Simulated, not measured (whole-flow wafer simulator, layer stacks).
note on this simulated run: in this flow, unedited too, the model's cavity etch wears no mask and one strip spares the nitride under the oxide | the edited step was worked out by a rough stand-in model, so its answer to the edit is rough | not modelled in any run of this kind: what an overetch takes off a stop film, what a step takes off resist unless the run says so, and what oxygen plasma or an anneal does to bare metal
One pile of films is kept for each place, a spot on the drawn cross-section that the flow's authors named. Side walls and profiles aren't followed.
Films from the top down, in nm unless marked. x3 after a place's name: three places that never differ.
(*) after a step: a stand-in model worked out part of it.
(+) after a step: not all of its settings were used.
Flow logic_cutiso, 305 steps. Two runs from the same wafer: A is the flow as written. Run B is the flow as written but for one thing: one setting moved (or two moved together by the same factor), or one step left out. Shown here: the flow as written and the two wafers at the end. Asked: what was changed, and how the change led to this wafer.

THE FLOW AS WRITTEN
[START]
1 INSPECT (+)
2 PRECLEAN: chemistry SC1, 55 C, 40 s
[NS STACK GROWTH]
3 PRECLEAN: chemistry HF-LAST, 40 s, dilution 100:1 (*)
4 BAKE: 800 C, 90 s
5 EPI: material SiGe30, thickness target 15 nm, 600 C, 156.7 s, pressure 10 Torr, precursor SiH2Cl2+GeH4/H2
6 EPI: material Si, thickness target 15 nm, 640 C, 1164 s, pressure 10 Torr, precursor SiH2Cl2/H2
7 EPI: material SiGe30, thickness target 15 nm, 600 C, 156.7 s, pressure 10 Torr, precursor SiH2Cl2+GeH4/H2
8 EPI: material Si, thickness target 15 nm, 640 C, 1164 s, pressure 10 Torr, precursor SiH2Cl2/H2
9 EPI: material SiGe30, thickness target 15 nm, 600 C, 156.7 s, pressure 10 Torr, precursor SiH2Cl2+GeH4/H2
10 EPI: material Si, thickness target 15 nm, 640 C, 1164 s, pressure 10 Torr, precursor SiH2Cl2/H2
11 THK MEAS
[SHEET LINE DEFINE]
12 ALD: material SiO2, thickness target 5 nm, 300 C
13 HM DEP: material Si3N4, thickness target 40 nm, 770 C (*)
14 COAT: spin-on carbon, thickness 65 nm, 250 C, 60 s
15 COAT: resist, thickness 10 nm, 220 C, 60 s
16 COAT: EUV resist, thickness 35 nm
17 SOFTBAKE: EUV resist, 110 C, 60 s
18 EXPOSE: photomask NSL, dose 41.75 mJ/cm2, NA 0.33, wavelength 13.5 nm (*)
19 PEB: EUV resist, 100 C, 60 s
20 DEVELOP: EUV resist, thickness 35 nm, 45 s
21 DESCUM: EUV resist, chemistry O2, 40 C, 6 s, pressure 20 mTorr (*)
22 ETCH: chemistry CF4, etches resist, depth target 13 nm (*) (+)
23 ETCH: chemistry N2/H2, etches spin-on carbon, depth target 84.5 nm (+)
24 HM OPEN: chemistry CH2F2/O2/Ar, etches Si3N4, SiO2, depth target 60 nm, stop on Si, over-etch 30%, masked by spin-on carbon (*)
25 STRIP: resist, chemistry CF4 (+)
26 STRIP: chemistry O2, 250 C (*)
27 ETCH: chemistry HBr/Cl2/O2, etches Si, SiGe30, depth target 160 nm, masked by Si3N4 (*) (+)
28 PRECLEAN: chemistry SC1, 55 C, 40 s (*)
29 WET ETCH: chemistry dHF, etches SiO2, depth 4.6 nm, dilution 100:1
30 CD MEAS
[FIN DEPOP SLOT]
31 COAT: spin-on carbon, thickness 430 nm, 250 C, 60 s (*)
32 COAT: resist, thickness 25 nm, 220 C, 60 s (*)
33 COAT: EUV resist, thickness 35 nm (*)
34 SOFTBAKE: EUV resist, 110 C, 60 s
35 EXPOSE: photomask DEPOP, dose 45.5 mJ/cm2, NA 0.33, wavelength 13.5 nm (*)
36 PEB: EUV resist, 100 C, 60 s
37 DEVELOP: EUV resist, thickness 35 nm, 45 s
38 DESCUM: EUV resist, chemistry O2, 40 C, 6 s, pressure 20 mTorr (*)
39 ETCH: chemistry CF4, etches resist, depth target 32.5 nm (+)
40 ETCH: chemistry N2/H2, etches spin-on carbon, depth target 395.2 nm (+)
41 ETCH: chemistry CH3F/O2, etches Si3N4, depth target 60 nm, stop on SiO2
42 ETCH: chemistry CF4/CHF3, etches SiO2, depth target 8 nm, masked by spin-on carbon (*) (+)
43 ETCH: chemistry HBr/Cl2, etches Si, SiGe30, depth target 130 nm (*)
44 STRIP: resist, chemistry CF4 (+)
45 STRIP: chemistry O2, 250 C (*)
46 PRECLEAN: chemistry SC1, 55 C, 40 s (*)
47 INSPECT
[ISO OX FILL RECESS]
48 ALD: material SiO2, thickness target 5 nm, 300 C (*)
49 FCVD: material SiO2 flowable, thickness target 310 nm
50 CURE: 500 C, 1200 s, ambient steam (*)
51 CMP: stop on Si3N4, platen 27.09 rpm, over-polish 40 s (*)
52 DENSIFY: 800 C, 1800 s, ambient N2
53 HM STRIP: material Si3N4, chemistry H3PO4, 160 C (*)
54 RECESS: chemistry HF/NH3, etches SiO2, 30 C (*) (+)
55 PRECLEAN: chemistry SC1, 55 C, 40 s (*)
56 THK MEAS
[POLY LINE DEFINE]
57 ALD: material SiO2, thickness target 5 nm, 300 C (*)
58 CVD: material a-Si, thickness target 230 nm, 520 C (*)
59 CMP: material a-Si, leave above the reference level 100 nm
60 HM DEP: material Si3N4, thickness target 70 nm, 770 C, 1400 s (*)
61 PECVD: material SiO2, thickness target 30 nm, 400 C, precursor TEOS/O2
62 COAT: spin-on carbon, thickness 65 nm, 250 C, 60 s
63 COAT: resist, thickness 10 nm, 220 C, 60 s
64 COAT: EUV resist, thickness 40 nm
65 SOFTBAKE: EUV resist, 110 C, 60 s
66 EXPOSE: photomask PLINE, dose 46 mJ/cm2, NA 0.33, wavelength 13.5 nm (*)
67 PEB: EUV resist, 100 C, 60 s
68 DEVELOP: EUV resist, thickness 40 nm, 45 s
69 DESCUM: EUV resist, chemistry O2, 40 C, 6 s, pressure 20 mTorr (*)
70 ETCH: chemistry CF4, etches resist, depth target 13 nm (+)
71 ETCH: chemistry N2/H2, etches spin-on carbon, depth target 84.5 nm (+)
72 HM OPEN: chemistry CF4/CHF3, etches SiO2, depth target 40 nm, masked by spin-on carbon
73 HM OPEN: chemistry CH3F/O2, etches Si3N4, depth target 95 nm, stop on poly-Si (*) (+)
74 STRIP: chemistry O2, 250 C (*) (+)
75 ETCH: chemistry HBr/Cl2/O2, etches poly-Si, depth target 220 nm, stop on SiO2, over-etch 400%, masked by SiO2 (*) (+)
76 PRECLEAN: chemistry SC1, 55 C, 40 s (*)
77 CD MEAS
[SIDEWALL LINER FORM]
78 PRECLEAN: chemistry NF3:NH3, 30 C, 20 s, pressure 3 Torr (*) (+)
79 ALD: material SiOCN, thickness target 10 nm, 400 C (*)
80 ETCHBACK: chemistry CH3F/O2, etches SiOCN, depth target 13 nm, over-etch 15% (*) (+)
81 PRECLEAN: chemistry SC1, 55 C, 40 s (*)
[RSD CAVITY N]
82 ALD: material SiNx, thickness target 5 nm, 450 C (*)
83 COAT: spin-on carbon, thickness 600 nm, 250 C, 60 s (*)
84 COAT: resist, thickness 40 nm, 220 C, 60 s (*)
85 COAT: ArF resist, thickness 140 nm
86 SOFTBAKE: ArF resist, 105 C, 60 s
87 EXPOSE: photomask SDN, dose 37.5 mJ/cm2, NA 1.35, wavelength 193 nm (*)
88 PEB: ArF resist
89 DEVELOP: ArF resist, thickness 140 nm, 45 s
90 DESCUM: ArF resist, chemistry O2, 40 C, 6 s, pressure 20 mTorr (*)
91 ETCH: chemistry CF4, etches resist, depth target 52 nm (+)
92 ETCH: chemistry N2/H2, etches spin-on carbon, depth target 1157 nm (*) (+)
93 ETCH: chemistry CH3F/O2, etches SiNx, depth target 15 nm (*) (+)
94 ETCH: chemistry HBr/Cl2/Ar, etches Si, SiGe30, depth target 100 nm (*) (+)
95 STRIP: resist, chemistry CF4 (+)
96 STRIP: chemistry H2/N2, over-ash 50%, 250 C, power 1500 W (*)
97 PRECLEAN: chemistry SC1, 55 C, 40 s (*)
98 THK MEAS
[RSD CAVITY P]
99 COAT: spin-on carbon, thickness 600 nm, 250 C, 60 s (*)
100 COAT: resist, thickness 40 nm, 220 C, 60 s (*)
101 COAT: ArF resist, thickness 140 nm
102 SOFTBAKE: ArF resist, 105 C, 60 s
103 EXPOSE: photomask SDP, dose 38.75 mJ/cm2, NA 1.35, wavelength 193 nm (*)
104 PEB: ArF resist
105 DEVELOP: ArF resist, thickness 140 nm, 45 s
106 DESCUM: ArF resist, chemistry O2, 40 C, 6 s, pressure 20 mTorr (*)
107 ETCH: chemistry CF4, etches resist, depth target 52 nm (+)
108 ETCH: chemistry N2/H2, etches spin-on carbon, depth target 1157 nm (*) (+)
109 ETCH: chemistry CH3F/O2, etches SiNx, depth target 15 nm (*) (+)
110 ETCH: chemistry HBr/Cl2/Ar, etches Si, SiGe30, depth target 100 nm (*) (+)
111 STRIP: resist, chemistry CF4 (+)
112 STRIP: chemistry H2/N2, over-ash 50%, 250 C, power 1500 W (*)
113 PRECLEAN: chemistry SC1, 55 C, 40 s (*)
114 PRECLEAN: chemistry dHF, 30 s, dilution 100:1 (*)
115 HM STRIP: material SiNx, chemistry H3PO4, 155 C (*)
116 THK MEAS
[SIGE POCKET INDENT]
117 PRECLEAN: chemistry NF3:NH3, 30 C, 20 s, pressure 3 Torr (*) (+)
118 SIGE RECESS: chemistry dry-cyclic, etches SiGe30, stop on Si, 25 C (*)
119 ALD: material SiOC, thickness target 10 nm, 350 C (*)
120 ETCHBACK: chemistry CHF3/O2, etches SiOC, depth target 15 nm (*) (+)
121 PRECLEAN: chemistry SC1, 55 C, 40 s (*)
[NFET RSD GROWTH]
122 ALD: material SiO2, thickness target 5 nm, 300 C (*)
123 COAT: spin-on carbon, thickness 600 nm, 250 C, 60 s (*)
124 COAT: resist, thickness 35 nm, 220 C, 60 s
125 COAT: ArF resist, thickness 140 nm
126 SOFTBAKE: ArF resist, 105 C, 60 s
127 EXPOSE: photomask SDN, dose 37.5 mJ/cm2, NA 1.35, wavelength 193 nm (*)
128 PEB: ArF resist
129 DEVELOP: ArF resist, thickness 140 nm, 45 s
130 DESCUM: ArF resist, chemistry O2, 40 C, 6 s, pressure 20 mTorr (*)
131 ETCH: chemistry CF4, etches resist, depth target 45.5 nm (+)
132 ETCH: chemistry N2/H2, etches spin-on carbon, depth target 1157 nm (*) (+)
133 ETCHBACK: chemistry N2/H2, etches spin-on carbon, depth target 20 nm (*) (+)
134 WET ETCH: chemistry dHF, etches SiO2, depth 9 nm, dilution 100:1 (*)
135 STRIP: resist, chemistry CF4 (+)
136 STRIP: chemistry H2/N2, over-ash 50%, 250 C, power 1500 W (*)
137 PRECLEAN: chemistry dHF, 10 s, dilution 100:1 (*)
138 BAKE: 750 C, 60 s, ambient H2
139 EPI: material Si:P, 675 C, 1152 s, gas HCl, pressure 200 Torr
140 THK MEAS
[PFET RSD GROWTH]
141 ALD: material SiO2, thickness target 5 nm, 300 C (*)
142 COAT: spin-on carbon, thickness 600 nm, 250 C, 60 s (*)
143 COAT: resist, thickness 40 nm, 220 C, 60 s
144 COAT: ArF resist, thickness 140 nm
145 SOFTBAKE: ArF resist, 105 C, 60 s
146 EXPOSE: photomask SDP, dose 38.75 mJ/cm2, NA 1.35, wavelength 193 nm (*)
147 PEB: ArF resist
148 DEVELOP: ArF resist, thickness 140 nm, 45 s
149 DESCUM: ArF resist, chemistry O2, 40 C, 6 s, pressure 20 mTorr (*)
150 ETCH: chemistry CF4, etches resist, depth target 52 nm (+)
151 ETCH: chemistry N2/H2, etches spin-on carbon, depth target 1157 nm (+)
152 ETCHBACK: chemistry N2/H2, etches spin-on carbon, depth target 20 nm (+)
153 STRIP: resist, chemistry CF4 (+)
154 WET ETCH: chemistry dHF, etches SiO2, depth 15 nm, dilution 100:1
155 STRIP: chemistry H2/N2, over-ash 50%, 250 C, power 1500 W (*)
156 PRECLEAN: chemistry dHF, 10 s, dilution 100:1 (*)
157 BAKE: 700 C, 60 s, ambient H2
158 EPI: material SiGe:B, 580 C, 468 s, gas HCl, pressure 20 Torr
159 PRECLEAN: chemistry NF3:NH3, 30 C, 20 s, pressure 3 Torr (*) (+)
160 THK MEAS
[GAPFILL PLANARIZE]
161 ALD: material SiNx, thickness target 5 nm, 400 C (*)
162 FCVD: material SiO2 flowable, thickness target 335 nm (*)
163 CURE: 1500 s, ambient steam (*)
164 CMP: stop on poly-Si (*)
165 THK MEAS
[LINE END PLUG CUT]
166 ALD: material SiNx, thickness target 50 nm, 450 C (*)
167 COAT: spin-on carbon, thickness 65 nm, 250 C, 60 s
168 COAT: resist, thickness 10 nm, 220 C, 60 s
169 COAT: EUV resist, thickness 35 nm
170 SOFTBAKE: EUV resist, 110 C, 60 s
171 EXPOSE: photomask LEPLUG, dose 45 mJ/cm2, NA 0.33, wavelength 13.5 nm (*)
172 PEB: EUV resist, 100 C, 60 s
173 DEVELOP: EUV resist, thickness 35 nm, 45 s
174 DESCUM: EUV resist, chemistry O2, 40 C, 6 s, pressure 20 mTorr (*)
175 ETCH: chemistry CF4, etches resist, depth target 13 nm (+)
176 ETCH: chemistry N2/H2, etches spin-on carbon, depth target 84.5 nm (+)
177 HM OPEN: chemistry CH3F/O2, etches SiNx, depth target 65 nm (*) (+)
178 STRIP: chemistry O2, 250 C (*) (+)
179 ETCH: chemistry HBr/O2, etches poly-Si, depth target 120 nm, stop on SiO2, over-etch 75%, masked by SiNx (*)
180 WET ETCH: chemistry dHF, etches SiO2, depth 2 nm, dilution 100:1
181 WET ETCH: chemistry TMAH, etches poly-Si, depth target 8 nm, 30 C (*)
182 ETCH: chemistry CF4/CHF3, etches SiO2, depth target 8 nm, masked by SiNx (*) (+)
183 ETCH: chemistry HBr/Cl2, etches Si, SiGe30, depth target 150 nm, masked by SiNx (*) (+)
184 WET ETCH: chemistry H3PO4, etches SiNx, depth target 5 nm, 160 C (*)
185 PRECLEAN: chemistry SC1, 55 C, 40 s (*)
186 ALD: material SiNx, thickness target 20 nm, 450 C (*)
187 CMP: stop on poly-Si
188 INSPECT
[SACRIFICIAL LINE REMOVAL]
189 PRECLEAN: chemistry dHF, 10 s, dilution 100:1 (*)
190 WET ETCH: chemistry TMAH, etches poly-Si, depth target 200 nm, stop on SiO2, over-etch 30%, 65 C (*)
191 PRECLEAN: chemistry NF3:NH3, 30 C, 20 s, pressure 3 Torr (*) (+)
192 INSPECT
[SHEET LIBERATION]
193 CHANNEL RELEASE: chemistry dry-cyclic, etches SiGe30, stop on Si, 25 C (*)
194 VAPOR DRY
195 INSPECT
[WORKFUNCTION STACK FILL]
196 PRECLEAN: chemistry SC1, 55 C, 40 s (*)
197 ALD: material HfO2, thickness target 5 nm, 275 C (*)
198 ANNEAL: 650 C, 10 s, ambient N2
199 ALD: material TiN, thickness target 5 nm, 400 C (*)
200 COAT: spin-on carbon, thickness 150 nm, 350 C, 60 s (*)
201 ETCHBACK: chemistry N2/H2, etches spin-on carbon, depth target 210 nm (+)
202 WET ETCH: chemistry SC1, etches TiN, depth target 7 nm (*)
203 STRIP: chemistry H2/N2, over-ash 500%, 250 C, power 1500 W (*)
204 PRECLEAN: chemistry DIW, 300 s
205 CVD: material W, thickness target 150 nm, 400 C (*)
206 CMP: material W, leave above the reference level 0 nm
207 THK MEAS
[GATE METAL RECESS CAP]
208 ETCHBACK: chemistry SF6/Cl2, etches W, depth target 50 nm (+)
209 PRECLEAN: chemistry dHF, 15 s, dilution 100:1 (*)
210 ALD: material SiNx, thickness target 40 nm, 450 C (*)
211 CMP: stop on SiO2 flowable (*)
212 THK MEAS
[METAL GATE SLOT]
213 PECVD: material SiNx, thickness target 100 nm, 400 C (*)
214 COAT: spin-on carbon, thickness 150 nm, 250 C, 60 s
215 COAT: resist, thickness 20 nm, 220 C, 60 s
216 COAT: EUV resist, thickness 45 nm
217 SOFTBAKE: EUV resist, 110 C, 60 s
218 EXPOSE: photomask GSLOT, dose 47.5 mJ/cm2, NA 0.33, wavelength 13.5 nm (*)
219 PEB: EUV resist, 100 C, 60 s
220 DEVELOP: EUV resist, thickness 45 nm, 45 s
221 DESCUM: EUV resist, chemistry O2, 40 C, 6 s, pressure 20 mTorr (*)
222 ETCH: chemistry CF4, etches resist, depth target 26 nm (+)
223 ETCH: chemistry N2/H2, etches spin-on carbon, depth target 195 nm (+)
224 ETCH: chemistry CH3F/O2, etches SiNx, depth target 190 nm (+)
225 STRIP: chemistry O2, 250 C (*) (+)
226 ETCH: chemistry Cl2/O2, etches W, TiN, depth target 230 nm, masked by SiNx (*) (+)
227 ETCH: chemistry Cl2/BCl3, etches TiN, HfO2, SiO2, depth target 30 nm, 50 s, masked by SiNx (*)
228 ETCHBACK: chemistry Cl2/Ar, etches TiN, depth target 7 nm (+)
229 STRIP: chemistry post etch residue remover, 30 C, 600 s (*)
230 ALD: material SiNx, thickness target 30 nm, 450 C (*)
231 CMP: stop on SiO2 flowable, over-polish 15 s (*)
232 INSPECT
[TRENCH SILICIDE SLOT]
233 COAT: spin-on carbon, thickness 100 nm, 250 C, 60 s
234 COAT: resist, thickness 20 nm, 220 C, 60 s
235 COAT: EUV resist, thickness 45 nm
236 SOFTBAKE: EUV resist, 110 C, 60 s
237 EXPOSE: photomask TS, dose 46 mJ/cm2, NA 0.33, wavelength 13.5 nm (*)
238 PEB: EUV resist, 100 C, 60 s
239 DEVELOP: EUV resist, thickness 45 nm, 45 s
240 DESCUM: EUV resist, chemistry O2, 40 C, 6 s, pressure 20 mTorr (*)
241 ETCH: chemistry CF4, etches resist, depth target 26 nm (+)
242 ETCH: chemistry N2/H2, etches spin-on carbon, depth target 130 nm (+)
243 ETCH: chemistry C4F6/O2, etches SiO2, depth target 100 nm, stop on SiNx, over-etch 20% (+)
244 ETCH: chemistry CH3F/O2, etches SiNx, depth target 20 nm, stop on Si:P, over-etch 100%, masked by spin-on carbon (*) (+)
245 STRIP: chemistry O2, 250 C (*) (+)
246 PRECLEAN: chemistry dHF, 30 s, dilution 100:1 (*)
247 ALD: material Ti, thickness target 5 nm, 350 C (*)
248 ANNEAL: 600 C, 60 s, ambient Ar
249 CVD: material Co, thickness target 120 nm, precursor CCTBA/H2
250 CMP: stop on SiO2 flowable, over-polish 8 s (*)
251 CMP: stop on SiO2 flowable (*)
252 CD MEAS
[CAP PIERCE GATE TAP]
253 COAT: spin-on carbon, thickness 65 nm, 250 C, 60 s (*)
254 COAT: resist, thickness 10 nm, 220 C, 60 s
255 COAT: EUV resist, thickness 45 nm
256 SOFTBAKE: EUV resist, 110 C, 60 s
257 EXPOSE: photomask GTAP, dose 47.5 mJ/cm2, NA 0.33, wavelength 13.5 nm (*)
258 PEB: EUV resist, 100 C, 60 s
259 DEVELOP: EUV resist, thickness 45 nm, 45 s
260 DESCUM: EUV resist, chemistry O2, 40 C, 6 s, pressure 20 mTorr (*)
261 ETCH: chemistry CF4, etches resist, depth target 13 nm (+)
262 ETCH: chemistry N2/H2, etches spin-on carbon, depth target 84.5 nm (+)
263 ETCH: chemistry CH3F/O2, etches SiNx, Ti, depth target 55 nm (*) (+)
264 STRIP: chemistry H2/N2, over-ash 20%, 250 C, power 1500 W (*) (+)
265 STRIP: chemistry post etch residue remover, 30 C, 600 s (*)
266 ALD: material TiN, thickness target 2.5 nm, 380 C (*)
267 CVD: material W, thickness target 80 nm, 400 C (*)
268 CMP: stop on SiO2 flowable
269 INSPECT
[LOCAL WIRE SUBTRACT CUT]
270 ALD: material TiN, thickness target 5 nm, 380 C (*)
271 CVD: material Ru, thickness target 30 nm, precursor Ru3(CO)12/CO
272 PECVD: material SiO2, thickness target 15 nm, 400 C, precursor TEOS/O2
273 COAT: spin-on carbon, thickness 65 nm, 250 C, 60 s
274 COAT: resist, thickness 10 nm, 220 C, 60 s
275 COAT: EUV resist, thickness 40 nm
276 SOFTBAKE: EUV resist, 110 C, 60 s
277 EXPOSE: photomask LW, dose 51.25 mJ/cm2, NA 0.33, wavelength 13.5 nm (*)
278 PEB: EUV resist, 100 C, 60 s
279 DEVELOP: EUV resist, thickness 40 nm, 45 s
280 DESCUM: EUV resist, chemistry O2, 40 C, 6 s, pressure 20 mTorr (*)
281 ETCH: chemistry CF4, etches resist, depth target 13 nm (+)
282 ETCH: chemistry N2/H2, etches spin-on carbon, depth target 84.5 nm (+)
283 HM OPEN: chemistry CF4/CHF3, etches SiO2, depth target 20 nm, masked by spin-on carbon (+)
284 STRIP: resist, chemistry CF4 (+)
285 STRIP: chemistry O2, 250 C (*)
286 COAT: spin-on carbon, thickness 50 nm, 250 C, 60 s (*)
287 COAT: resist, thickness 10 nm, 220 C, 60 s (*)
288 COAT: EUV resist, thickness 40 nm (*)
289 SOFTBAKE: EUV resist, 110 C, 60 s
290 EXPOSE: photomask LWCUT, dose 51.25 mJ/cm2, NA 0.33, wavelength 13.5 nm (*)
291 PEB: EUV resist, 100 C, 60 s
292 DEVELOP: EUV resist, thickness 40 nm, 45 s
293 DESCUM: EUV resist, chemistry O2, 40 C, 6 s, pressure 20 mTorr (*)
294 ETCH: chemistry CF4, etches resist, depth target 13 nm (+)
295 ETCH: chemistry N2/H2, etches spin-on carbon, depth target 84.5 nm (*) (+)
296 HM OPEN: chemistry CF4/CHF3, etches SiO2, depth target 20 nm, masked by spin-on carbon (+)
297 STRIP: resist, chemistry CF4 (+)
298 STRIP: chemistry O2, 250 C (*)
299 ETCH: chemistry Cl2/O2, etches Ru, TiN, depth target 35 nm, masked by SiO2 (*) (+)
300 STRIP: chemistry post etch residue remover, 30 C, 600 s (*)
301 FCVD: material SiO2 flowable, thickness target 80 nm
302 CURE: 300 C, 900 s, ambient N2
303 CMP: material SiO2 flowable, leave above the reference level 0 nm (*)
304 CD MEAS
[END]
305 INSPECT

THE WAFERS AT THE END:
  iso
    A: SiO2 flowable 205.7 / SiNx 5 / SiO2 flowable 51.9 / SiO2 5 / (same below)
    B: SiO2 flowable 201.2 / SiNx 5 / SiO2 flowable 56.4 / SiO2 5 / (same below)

The cause: step 119, ALD: thickness target 14.5 nm was run, where the flow has thickness target 10 nm.

How the change led to this, step by step:
  119 ALD: material SiOC, thickness target 10 nm, 350 C (*)
      depop, dpovl, gfld and 14 more: A SiOC +10 (new film) | B SiOC +14.5 (new film)
      lnr, lnrp, lnrt: A SiOC +10 (new film), SiOC +16 (new film), cavity -16 (all of it), SiOC +16 (new film), cavity -16 (all of it), SiOC +16 (new film), cavity -16 (all of it) | B SiOC +14.5 (new film), SiOC +16 (new film), cavity -16 (all of it), SiOC +16 (new film), cavity -16 (all of it), SiOC +16 (new film), cavity -16 (all of it)
      (and at 2 more places)
  120 ETCHBACK: chemistry CHF3/O2, etches SiOC, depth target 15 nm (*) (+)
      gl, tap: A SiOC -10 (all of it), SiO2 -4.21 (all of it), Si3N4 -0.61 | B SiOC -14.5 (all of it), SiO2 -0.5
      glp: A SiOC -10 (all of it), SiO2 -4.25 (all of it), Si3N4 -0.58 | B SiOC -14.5 (all of it), SiO2 -0.5
      (and at 19 more places)
  122 ALD: material SiO2, thickness target 5 nm, 300 C (*)
      gl, glp, tap: A SiO2 +5 (new film) | B SiO2 +5
      gxn: A SiO2 +6.76 (new film) | B SiO2 +5 (new film)
      (and at 1 more place)
  132 ETCH: chemistry N2/H2, etches spin-on carbon, depth target 1157 nm (*) (+)
      gl, tap: A spin-on carbon -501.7 (all of it), SiO2 -5 (all of it), Si3N4 -0.5 | B spin-on carbon -499.6 (all of it), SiO2 -6.1
      gxn: A spin-on carbon -499.4 (all of it), SiO2 -6.06 | B spin-on carbon -498.1 (all of it), SiO2 -5 (all of it), SiOC -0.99 (all of it), SiO2 -0.2
  133 ETCHBACK: chemistry N2/H2, etches spin-on carbon, depth target 20 nm (*) (+)
      gl, tap: A Si3N4 -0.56 | B SiO2 -1.11
      gxn: A SiO2 -0.7 (all of it), Si3N4 -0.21 | B SiO2 -1.11
  134 WET ETCH: chemistry dHF, etches SiO2, depth 9 nm, dilution 100:1 (*)
      gl, tap: A Si3N4 -0.34 | B SiO2 -1.46 (all of it), Si3N4 -0.22
      gxn: A Si3N4 -0.34 | B SiO2 -2.9 (all of it), Si3N4 -0.18
  141 ALD: material SiO2, thickness target 5 nm, 300 C (*)
      gxn: A SiO2 +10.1 (new film) | B SiO2 +11.8 (new film)
  153 STRIP: resist, chemistry CF4 (+)
      glp: A SiO2 -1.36 (all of it) | B SiO2 -4.98 (all of it)
      gxp: A SiO2 -3.06 (all of it) | B SiO2 -1.23 (all of it)
  159 PRECLEAN: chemistry NF3:NH3, 30 C, 20 s, pressure 3 Torr (*) (+)
      gxp: A Si3N4 -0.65 | B SiOC -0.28
  164 CMP: stop on poly-Si (*)
      gxp: A SiO2 flowable -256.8 (all of it), SiNx -5 (all of it), Si3N4 -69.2 (all of it) | B SiO2 flowable -253.4 (all of it), SiNx -5 (all of it), SiOC -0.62 (all of it), SiO2 -4.25 (all of it), Si3N4 -70 (all of it)
      depop, dpovl, isow, ns, nsgap: A SiO2 flowable -326.8 (all of it), SiNx -5 (all of it), SiO2 -4.13 (all of it), Si3N4 -70 (all of it) | B SiO2 flowable -326.8 (all of it), SiNx -5 (all of it), SiO2 -8.63 (all of it), Si3N4 -70 (all of it)
      (and at 10 more places)
